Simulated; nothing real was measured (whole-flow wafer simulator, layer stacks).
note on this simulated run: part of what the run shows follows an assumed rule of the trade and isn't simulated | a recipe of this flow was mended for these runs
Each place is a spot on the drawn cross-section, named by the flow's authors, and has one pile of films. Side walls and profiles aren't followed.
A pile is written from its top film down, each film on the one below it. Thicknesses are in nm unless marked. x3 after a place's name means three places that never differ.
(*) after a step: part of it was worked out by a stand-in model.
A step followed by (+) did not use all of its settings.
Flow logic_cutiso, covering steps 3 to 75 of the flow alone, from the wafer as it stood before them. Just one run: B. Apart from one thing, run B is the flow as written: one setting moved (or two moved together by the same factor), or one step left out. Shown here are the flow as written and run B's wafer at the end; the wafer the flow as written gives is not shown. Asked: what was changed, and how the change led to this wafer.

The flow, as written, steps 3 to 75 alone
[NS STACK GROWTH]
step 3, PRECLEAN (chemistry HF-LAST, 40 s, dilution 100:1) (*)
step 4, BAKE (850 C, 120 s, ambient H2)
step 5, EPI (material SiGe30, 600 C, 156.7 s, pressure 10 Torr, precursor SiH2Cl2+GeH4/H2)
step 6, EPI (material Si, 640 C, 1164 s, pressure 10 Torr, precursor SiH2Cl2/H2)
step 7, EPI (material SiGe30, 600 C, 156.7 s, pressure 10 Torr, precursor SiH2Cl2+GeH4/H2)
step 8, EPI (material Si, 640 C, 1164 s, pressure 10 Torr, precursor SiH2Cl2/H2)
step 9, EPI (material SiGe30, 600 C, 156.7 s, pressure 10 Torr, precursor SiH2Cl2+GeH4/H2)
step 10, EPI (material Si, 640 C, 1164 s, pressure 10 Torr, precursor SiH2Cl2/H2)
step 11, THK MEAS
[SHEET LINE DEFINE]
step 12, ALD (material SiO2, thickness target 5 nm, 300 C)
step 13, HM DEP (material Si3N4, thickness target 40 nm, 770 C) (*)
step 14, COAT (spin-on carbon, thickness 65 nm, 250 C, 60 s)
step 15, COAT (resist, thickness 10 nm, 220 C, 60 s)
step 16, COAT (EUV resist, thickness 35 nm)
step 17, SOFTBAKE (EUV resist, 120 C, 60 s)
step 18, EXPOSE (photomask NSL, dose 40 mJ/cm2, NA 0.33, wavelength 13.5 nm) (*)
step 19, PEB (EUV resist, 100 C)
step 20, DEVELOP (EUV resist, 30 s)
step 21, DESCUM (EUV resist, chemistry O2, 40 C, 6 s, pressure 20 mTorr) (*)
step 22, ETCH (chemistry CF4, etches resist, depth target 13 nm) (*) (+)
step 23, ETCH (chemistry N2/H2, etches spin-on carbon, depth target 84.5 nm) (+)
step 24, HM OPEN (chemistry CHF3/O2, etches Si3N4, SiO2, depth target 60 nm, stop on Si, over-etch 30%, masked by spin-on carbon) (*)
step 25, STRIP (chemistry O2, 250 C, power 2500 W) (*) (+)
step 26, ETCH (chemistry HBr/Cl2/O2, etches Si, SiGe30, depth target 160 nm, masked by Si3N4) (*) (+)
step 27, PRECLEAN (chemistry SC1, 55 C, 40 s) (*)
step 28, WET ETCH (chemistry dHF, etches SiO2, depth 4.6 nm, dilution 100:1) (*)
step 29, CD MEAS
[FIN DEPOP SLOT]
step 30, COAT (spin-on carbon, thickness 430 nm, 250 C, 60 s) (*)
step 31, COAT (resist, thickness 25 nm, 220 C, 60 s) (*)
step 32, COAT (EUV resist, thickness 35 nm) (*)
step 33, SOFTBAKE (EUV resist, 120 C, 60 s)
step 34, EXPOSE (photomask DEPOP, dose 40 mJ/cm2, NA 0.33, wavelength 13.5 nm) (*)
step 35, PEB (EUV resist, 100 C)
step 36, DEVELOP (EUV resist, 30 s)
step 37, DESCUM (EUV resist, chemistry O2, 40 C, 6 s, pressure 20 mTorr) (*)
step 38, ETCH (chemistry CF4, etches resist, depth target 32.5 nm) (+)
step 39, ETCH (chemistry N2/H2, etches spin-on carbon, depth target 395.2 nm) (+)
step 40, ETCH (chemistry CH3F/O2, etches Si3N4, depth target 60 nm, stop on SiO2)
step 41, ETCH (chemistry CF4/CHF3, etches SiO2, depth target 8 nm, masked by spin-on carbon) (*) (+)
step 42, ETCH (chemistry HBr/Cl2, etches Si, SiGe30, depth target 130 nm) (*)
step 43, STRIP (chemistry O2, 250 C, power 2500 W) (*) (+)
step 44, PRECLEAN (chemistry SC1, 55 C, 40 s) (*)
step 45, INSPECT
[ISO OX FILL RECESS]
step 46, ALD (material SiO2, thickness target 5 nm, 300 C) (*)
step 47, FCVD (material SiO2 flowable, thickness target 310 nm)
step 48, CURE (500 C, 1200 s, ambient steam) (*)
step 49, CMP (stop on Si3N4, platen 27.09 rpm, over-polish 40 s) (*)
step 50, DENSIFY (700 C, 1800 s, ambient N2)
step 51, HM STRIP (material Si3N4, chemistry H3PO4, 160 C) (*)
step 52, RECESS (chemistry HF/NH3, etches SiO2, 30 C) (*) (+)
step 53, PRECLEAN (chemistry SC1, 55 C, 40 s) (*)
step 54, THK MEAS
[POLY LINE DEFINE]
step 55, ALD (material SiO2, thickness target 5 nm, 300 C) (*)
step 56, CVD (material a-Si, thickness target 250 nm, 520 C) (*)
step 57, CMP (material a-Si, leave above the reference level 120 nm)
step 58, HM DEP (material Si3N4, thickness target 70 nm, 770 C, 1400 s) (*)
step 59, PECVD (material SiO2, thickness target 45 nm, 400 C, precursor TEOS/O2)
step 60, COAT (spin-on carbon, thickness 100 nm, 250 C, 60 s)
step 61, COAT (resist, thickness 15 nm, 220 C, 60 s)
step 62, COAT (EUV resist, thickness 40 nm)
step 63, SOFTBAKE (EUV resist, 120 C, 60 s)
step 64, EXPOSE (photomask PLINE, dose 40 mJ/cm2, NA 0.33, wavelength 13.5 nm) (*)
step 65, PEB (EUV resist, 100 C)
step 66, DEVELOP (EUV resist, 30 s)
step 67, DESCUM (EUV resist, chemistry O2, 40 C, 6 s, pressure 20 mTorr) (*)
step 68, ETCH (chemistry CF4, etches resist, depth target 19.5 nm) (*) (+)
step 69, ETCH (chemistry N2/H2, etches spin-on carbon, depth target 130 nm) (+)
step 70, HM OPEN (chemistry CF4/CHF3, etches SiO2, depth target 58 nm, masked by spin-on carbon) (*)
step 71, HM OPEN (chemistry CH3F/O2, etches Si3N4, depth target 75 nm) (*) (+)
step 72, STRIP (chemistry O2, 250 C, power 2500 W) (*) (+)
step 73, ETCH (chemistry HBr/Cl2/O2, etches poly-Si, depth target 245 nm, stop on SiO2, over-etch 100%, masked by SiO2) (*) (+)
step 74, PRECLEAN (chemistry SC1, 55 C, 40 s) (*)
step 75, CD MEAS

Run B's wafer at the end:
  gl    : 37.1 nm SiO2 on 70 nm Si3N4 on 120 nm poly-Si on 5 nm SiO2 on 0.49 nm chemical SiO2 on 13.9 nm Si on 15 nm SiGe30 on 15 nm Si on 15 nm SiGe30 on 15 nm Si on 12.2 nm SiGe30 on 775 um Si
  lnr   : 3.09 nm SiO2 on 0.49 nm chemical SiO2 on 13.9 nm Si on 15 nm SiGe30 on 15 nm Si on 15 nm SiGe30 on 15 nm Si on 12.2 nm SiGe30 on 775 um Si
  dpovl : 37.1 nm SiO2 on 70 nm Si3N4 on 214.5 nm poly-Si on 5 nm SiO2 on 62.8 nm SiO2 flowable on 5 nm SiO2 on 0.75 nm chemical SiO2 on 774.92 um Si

What caused this: step 5, EPI: 588 C was run, whereas the flow has 600 C.

Step by step, how the change led to this:
  step 5, EPI (material SiGe30, 600 C, 156.7 s, pressure 10 Torr, precursor SiH2Cl2+GeH4/H2)
      depop, dpovl, gfld and 19 more: SiGe30 gains 12.2 (new film) (in the flow as written it would be: SiGe30 gains 15 (new film))
  step 26, ETCH (chemistry HBr/Cl2/O2, etches Si, SiGe30, depth target 160 nm, masked by Si3N4) (*) (+)
      dpovl, gfld, gxf, iso, isow, lnri, nsgap: chemical SiO2 loses 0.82 (all of it), Si loses 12 (all of it), SiGe30 loses 15 (all of it), Si loses 15 (all of it), SiGe30 loses 15 (all of it), Si loses 15 (all of it), SiGe30 loses 12.2 (all of it), Si loses 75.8 (in the flow as written it would be: chemical SiO2 loses 0.82 (all of it), Si loses 12 (all of it), SiGe30 loses 15 (all of it), Si loses 15 (all of it), SiGe30 loses 15 (all of it), Si loses 15 (all of it), SiGe30 loses 15 (all of it), Si loses 73)
  step 42, ETCH (chemistry HBr/Cl2, etches Si, SiGe30, depth target 130 nm) (*)
      depop: Si loses 13.8 (all of it), SiGe30 loses 15 (all of it), Si loses 15 (all of it), SiGe30 loses 15 (all of it), Si loses 15 (all of it), SiGe30 loses 12.2 (all of it), Si loses 44 (in the flow as written it would be: Si loses 13.8 (all of it), SiGe30 loses 15 (all of it), Si loses 15 (all of it), SiGe30 loses 15 (all of it), Si loses 15 (all of it), SiGe30 loses 15 (all of it), Si loses 41.2)
